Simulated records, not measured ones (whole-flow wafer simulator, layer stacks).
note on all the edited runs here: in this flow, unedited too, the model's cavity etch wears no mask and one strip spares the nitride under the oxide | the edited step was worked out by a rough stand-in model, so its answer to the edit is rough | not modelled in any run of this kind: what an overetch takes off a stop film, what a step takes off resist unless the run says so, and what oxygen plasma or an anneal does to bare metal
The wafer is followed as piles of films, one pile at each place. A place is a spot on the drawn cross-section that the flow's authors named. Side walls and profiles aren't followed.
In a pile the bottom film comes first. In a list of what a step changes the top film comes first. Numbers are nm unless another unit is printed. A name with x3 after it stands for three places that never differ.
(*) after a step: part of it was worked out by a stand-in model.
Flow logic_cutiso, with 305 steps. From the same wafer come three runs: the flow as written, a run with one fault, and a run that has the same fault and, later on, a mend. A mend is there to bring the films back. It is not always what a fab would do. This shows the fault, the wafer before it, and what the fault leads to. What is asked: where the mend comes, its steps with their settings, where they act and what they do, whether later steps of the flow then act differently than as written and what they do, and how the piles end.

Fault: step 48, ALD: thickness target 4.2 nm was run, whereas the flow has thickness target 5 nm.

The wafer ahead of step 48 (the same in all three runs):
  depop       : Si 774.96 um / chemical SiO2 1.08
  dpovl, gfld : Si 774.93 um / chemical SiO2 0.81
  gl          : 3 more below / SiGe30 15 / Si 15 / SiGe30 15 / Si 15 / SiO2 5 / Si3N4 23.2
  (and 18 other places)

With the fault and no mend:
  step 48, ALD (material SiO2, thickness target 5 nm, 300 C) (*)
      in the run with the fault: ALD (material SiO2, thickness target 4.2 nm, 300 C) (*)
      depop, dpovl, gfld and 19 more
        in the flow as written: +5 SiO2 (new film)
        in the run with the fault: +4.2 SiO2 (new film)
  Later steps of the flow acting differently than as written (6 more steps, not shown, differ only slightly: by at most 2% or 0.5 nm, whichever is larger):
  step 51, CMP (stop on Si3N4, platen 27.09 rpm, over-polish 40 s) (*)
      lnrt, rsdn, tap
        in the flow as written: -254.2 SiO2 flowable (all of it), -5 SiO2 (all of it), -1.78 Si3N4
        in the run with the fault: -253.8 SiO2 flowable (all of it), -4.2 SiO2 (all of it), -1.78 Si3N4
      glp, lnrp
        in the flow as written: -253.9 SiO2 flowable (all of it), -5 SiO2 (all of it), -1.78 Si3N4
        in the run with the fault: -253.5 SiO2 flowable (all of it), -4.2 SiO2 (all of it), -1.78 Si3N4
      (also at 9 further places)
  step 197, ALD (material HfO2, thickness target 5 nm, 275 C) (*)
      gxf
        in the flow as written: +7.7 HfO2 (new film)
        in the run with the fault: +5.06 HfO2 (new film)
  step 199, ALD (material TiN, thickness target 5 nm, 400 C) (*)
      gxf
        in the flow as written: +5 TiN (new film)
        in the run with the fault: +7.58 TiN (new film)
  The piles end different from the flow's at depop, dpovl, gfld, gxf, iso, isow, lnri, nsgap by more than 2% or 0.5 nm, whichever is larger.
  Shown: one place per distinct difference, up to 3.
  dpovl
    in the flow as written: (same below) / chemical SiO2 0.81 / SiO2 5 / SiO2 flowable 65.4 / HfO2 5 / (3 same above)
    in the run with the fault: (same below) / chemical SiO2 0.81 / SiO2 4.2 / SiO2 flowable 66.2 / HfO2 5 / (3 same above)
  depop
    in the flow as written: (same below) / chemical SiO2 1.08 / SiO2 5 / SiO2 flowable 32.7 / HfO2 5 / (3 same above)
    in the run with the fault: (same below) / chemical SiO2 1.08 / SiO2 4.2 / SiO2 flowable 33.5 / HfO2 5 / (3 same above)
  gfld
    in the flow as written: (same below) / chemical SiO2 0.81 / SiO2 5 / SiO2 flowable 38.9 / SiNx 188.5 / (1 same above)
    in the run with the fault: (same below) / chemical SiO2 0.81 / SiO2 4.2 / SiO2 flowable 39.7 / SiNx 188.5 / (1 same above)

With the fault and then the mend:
  After step 48 comes the mend.
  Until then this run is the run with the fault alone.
  step 48a, ALD (material SiO2, thickness target 0.8 nm, 300 C) (*) (a further turn of the flow's step 48, with different settings)
      depop, dpovl, gfld and 19 more
        +0.8 SiO2
  None of the later steps of the flow acts differently than as written at any place that is followed.
  The piles end the same as the flow's at every place that both follow.
